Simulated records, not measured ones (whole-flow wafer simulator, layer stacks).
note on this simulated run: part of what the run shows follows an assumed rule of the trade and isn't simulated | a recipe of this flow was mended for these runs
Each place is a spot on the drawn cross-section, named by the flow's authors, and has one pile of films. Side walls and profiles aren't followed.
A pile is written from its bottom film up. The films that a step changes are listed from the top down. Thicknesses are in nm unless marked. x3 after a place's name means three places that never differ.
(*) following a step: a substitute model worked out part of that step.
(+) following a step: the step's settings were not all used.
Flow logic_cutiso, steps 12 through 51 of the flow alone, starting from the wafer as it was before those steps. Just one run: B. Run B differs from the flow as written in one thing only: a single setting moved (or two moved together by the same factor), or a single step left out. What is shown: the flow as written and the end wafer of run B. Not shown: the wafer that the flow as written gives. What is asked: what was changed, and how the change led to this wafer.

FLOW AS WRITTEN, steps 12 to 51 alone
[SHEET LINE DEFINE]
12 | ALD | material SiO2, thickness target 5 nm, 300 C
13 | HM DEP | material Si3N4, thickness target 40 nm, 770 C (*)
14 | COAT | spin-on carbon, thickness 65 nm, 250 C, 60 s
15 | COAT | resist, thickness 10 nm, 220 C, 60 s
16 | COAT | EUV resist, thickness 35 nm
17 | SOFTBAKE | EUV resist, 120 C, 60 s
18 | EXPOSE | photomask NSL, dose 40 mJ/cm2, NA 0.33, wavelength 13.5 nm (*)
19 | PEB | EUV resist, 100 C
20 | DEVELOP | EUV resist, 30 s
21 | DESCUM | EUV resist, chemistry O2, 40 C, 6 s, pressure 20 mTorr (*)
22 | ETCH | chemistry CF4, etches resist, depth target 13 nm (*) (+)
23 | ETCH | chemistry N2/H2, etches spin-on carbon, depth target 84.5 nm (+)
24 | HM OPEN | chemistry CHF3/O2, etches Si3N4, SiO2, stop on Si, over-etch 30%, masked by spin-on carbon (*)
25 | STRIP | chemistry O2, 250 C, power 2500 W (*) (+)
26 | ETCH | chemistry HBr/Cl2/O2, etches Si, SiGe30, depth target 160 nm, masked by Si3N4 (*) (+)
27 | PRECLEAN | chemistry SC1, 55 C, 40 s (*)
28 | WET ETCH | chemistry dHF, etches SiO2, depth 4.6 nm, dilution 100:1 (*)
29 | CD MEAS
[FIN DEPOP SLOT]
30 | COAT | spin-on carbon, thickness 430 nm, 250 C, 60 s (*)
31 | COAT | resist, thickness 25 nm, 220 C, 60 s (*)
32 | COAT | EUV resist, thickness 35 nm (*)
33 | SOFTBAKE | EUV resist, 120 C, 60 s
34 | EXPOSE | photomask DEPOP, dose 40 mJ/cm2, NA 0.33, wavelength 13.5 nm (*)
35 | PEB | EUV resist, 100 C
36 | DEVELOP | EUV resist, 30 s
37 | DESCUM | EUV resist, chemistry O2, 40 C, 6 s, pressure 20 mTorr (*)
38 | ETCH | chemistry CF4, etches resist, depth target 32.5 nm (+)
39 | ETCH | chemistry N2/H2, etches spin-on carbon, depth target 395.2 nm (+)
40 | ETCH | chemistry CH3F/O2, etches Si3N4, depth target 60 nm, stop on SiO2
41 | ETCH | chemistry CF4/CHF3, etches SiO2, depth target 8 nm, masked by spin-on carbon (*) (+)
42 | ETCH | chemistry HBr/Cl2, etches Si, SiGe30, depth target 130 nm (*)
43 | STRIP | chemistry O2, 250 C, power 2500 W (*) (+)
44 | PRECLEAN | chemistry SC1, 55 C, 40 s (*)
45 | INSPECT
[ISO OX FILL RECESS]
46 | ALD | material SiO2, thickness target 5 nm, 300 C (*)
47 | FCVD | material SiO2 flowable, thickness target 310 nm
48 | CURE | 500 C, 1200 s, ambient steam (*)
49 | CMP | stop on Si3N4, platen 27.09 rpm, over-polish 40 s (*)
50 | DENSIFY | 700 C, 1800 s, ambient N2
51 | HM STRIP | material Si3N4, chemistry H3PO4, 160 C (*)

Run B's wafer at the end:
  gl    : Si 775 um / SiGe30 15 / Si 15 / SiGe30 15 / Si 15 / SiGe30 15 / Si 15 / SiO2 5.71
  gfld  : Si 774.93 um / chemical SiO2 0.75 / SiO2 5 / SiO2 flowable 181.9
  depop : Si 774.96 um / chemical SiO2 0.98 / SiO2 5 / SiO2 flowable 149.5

The reason: step 12, ALD: thickness target 6.1 nm was run, while the flow as written has thickness target 5 nm.

The path from the change to this, step by step:
  12 | ALD | material SiO2, thickness target 5 nm, 300 C
      depop, dpovl, gfld and 19 more: +6.1 SiO2 (new film) (it would be, as written: +5 SiO2 (new film))
  24 | HM OPEN | chemistry CHF3/O2, etches Si3N4, SiO2, stop on Si, over-etch 30%, masked by spin-on carbon (*)
      depop, gl, glp and 12 more: -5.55 resist (all of it), -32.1 spin-on carbon (it would be, as written: -5.55 resist (all of it), -31.1 spin-on carbon)
      dpovl, gfld, gxf, iso, isow, lnri, nsgap: -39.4 Si3N4 (all of it), -6.1 SiO2 (all of it), -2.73 Si (it would be, as written: -39.4 Si3N4 (all of it), -5 SiO2 (all of it), -2.67 Si)
  25 | STRIP | chemistry O2, 250 C, power 2500 W (*) (+)
      depop, gl, glp and 12 more: -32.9 spin-on carbon (all of it) (it would be, as written: -33.9 spin-on carbon (all of it))
  41 | ETCH | chemistry CF4/CHF3, etches SiO2, depth target 8 nm, masked by spin-on carbon (*) (+)
      depop: -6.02 SiO2 (all of it), -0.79 Si (it would be, as written: -4.92 SiO2 (all of it), -1.23 Si)
